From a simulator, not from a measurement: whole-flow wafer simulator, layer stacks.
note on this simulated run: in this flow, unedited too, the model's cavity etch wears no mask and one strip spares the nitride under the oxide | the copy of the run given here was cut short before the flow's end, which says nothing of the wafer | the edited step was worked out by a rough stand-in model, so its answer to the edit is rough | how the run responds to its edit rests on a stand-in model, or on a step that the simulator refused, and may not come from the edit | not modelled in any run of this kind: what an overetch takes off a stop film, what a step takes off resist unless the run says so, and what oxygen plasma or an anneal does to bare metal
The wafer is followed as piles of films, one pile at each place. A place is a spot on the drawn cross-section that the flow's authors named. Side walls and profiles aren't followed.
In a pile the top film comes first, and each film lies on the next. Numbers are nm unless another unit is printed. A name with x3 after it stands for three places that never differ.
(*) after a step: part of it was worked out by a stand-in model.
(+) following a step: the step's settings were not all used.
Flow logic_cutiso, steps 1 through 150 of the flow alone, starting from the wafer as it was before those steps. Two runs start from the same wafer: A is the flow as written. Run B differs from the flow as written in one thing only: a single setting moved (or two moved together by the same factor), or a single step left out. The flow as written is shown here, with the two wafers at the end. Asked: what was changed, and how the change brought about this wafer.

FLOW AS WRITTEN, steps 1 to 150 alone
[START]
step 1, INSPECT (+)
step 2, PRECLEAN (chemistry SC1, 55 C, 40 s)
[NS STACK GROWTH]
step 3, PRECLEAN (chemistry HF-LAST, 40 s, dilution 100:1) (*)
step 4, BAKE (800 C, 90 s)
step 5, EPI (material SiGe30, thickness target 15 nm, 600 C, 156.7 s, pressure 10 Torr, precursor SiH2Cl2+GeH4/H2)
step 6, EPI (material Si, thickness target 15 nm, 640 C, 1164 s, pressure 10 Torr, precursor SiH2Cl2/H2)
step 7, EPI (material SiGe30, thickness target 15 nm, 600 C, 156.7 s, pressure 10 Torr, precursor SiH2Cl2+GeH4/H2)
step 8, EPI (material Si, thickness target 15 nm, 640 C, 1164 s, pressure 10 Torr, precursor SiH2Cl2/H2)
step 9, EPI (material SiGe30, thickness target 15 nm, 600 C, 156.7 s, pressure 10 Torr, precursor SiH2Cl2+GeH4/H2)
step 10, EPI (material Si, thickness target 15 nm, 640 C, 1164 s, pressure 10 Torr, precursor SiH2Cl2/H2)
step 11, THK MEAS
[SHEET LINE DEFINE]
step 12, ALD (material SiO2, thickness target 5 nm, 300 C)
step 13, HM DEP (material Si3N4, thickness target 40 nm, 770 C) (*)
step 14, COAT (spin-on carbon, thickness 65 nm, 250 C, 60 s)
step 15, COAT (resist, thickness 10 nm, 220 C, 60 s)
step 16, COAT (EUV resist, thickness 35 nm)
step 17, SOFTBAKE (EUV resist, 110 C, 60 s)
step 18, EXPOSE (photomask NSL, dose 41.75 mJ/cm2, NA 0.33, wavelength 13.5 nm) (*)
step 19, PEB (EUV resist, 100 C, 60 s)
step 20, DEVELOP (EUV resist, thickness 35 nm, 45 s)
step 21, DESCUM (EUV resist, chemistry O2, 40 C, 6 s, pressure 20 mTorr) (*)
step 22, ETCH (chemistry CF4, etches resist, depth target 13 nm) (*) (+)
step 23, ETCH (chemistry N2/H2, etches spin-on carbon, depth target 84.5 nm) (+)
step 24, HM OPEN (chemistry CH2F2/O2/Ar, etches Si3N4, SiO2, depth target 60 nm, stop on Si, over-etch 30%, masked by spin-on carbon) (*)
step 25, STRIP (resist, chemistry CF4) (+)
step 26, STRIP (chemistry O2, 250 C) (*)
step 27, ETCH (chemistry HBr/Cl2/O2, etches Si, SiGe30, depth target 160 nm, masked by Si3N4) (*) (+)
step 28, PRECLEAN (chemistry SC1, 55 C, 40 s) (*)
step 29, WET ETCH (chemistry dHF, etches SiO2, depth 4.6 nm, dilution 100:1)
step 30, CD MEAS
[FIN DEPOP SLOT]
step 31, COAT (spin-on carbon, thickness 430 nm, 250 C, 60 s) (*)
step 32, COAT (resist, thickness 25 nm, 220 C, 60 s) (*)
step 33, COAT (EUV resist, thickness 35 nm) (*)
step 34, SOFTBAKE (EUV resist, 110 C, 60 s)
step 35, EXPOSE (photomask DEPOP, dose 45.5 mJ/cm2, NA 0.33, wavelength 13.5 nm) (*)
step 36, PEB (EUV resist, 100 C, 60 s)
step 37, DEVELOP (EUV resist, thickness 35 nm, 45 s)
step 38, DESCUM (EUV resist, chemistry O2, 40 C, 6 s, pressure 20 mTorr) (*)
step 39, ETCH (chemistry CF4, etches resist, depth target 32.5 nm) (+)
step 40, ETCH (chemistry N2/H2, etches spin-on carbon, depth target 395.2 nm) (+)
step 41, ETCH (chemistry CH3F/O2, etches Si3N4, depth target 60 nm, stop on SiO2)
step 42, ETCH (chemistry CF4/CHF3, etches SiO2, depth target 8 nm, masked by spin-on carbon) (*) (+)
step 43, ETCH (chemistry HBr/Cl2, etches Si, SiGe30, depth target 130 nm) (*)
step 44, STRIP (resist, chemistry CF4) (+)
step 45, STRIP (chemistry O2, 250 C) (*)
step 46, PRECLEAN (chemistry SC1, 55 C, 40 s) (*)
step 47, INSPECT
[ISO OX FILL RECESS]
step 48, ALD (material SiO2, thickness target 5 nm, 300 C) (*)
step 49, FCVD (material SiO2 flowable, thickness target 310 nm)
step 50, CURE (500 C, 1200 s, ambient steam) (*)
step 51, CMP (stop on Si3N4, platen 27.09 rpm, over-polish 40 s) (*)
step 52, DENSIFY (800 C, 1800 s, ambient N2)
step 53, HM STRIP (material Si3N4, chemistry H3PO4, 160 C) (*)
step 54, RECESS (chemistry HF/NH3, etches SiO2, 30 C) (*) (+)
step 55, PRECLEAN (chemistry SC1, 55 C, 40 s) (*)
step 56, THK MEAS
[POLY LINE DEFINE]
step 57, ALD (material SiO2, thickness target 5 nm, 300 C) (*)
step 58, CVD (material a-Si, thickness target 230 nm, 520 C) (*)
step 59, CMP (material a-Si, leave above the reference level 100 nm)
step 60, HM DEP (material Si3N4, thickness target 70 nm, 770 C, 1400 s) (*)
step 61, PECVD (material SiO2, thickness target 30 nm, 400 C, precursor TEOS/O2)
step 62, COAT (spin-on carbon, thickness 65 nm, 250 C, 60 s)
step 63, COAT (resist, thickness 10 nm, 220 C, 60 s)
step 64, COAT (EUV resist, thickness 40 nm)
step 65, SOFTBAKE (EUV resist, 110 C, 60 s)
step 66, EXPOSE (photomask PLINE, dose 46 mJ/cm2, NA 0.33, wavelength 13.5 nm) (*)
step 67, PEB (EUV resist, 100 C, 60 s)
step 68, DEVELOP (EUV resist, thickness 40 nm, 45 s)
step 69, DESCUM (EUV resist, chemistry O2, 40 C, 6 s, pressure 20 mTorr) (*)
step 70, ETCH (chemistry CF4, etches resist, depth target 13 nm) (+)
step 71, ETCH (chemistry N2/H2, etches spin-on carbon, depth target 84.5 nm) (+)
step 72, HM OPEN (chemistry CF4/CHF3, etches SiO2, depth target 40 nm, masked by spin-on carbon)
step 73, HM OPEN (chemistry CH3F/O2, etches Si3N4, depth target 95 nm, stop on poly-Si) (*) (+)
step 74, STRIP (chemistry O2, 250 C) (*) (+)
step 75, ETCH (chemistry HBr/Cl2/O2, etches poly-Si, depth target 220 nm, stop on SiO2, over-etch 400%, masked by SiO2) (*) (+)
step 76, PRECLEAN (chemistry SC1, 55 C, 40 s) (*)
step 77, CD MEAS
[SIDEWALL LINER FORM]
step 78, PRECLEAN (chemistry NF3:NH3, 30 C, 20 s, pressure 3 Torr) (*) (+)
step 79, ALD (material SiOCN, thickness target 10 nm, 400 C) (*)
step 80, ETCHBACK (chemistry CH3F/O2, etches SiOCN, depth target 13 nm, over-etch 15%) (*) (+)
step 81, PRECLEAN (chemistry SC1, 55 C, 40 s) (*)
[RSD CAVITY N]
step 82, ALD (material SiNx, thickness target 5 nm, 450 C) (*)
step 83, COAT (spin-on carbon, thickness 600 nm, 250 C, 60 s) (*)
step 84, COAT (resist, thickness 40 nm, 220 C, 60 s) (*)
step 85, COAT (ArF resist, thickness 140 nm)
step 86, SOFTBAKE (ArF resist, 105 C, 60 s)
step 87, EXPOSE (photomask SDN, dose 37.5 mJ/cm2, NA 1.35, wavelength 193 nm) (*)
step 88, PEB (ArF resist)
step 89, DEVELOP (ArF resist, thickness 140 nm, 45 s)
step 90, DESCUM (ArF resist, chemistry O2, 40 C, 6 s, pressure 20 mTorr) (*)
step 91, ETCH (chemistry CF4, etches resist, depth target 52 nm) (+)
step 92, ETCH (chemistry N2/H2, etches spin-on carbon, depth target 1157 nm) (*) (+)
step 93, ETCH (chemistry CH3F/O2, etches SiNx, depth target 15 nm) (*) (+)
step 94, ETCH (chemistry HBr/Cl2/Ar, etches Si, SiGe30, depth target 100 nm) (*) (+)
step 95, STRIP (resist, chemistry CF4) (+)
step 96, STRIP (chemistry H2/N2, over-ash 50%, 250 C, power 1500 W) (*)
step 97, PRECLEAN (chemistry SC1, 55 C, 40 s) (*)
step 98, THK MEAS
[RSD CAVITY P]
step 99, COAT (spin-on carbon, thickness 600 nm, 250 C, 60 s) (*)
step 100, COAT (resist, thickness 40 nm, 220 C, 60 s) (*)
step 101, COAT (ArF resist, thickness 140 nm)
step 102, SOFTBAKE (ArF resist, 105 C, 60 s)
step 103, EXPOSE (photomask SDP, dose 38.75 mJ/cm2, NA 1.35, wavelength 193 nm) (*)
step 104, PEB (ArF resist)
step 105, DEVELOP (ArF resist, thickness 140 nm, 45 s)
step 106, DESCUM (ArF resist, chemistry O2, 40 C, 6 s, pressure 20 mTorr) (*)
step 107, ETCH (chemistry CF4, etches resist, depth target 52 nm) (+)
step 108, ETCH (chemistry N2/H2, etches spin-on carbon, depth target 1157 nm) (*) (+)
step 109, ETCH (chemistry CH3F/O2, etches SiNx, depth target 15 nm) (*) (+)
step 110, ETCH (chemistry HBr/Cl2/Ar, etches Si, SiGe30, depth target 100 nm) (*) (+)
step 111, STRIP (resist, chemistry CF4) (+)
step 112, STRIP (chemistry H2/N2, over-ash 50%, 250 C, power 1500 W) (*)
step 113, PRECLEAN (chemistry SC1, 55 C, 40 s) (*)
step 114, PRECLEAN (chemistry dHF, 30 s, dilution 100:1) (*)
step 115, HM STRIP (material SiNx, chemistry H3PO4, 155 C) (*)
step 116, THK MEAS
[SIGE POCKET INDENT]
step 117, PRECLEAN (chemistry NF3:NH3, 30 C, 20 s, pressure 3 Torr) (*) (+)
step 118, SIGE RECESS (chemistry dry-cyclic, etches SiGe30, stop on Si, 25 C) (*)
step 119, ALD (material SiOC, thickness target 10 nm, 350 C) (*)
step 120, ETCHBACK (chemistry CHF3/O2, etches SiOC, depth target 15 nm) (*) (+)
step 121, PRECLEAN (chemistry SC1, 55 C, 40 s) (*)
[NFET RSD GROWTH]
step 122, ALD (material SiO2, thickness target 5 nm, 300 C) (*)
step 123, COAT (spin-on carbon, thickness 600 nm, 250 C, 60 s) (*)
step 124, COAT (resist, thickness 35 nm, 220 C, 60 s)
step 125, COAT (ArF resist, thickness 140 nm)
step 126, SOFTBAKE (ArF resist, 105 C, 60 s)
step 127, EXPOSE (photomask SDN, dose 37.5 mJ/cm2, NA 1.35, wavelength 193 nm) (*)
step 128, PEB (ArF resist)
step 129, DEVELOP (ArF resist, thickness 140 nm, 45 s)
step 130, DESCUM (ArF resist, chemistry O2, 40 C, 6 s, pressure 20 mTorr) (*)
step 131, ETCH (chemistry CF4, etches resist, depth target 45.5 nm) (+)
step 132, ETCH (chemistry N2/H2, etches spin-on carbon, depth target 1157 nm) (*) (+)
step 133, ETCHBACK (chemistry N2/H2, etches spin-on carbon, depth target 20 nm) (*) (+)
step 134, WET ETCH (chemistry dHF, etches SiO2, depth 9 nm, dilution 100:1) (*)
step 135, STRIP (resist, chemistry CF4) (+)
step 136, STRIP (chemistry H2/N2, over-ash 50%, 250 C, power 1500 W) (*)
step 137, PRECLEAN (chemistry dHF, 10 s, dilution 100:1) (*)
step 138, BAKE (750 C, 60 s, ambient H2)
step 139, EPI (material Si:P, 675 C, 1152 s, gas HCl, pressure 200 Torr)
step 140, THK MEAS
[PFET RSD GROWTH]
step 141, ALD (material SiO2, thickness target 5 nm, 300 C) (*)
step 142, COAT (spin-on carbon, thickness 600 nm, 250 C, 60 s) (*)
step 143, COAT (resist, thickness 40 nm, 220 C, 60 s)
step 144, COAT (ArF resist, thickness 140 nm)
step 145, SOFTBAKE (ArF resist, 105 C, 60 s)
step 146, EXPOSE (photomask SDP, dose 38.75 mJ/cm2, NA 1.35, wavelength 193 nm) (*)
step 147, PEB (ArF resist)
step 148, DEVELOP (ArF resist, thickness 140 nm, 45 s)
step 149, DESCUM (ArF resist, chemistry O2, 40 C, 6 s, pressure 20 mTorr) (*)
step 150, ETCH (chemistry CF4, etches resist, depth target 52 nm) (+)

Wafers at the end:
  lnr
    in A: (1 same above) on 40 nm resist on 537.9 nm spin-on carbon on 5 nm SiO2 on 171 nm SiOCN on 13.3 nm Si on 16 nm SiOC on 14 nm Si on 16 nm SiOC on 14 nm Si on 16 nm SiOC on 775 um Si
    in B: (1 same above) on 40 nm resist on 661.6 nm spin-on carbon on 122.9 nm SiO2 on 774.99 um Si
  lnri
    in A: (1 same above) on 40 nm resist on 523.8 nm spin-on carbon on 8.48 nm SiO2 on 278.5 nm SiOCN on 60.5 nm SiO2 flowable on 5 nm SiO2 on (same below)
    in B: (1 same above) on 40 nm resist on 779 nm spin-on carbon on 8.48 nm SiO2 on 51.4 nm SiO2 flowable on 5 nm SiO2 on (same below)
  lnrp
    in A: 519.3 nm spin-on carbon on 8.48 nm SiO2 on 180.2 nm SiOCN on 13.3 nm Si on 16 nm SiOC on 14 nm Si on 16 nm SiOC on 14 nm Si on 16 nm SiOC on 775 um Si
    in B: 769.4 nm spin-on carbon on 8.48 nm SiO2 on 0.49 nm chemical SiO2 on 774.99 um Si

The reason: step 79, ALD: thickness target 6 nm was run, whereas the flow has thickness target 10 nm.

How this came from the change, step by step:
  step 79, ALD (material SiOCN, thickness target 10 nm, 400 C) (*)
      depop, dpovl, gfld and 19 more: A +10 SiOCN (new film) | B +6 SiOCN (new film)
  step 80, ETCHBACK (chemistry CH3F/O2, etches SiOCN, depth target 13 nm, over-etch 15%) (*) (+)
      lnr, lnrp, lnrt: A +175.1 SiOCN | B -6 SiOCN (all of it), -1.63 Si
      lnri: A +271.9 SiOCN | B -6 SiOCN (all of it), -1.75 SiO2 flowable
      (as well as at 18 more places)
  step 83, COAT (spin-on carbon, thickness 600 nm, 250 C, 60 s) (*)
      rsdn, rsdp, rsdw, rsdx: A +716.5 spin-on carbon (new film) | B +693.9 spin-on carbon (new film)
      gl, gxn, gxp: A +528.7 spin-on carbon (new film) | B +506.1 spin-on carbon (new film)
      (as well as at 10 more places)
  step 92, ETCH (chemistry N2/H2, etches spin-on carbon, depth target 1157 nm) (*) (+)
      gl, gxn: A -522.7 spin-on carbon (all of it), -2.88 SiNx | B -500.1 spin-on carbon (all of it), -5 SiNx (all of it), -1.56 SiO2
      tap: A -522.7 spin-on carbon (all of it), -2.88 SiNx | B -500.2 spin-on carbon (all of it), -5 SiNx (all of it), -1.56 SiO2
      (as well as at 19 more places)
  step 93, ETCH (chemistry CH3F/O2, etches SiNx, depth target 15 nm) (*) (+)
      gl, gxn, tap: A -2.12 SiNx (all of it), -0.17 SiO2 | B -0.14 SiO2
      lnr, lnrt: A -2.15 SiNx (all of it), -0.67 SiOCN | B -1.26 SiNx (all of it), -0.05 chemical SiO2
      (as well as at 2 more places)
  step 94, ETCH (chemistry HBr/Cl2/Ar, etches Si, SiGe30, depth target 100 nm) (*) (+)
      lnr, lnrt: A nothing | B -0.44 chemical SiO2 (all of it), -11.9 Si (all of it), -15 SiGe30 (all of it), -15 Si (all of it), -15 SiGe30 (all of it), -15 Si (all of it), -15 SiGe30 (all of it), -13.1 Si
      rsdn, rsdx: A -0.49 chemical SiO2 (all of it), -12.8 Si (all of it), -15 SiGe30 (all of it), -15 Si (all of it), -15 SiGe30 (all of it), -15 Si (all of it), -15 SiGe30 (all of it), -12.2 Si | B -0.44 chemical SiO2 (all of it), -11.9 Si (all of it), -15 SiGe30 (all of it), -15 Si (all of it), -15 SiGe30 (all of it), -15 Si (all of it), -15 SiGe30 (all of it), -13.1 Si
  step 95, STRIP (resist, chemistry CF4) (+)
      depop, dpovl, isow, ns, nsgap: A -13 resist (all of it) | B -4.66 resist (all of it)
      gfld, iso, lnri: A -13 resist (all of it) | B -4.73 resist (all of it)
      (as well as at 7 more places)
  step 96, STRIP (chemistry H2/N2, over-ash 50%, 250 C, power 1500 W) (*)
      gfld, gxf: A -528.6 spin-on carbon (all of it) | B -506.1 spin-on carbon (all of it)
      glp, plug: A -528.7 spin-on carbon (all of it) | B -506.2 spin-on carbon (all of it)
      (as well as at 6 more places)
  step 99, COAT (spin-on carbon, thickness 600 nm, 250 C, 60 s) (*)
      gfld, plug: A +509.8 spin-on carbon (new film) | B +479 spin-on carbon (new film)
      gl, gxn: A +514.9 spin-on carbon (new film) | B +485.6 spin-on carbon (new film)
      (as well as at 13 more places)
  step 108, ETCH (chemistry N2/H2, etches spin-on carbon, depth target 1157 nm) (*) (+)
      glp, gxp: A -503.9 spin-on carbon (all of it), -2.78 SiNx | B -473.1 spin-on carbon (all of it), -5 SiNx (all of it), -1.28 SiO2
      depop, dpovl, gfld and 14 more: A -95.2 ArF resist (all of it), -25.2 resist | B -95.2 ArF resist (all of it), -33.5 resist
      (as well as at 3 more places)
  step 109, ETCH (chemistry CH3F/O2, etches SiNx, depth target 15 nm) (*) (+)
      glp, gxp: A -2.22 SiNx (all of it), -0.17 SiO2 | B -0.16 SiO2
      rsdp, rsdw: A -4.26 SiNx (all of it) | B -1.4 SiNx (all of it), -0.06 chemical SiO2
      (as well as at 1 more place)
  step 110, ETCH (chemistry HBr/Cl2/Ar, etches Si, SiGe30, depth target 100 nm) (*) (+)
      lnrp: A nothing | B -0.44 chemical SiO2 (all of it), -11.9 Si (all of it), -15 SiGe30 (all of it), -15 Si (all of it), -15 SiGe30 (all of it), -15 Si (all of it), -15 SiGe30 (all of it), -13.1 Si
      rsdp, rsdw: A -0.49 chemical SiO2 (all of it), -12.8 Si (all of it), -15 SiGe30 (all of it), -15 Si (all of it), -15 SiGe30 (all of it), -15 Si (all of it), -15 SiGe30 (all of it), -12.2 Si | B -0.44 chemical SiO2 (all of it), -11.9 Si (all of it), -15 SiGe30 (all of it), -15 Si (all of it), -15 SiGe30 (all of it), -15 Si (all of it), -15 SiGe30 (all of it), -13.1 Si
  step 111, STRIP (resist, chemistry CF4) (+)
      depop, dpovl, isow, ns, nsgap: A -14 resist (all of it) | B -6.08 resist (all of it)
      gxn, lnr: A -14.1 resist (all of it) | B -6.18 resist (all of it)
      (as well as at 10 more places)
  step 112, STRIP (chemistry H2/N2, over-ash 50%, 250 C, power 1500 W) (*)
      gfld, plug: A -509.8 spin-on carbon (all of it) | B -479 spin-on carbon (all of it)
      gl, gxn: A -514.9 spin-on carbon (all of it) | B -485.6 spin-on carbon (all of it)
      (as well as at 8 more places)
  step 114, PRECLEAN (chemistry dHF, 30 s, dilution 100:1) (*)
      lnr, lnrt: A -0.49 SiOCN | B -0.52 chemical SiO2 (all of it)
  step 115, HM STRIP (material SiNx, chemistry H3PO4, 155 C) (*)
      lnr, lnrp, lnrt: A -0.58 SiOCN | B +0.5 chemical SiO2 (new film), -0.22 Si
  ... another 12 steps ...
  step 142, COAT (spin-on carbon, thickness 600 nm, 250 C, 60 s) (*)
      gfld, plug: A +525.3 spin-on carbon (new film) | B +494 spin-on carbon (new film)
      lnr, lnrt: A +537.9 spin-on carbon (new film) | B +661.6 spin-on carbon (new film)
      (as well as at 13 more places)
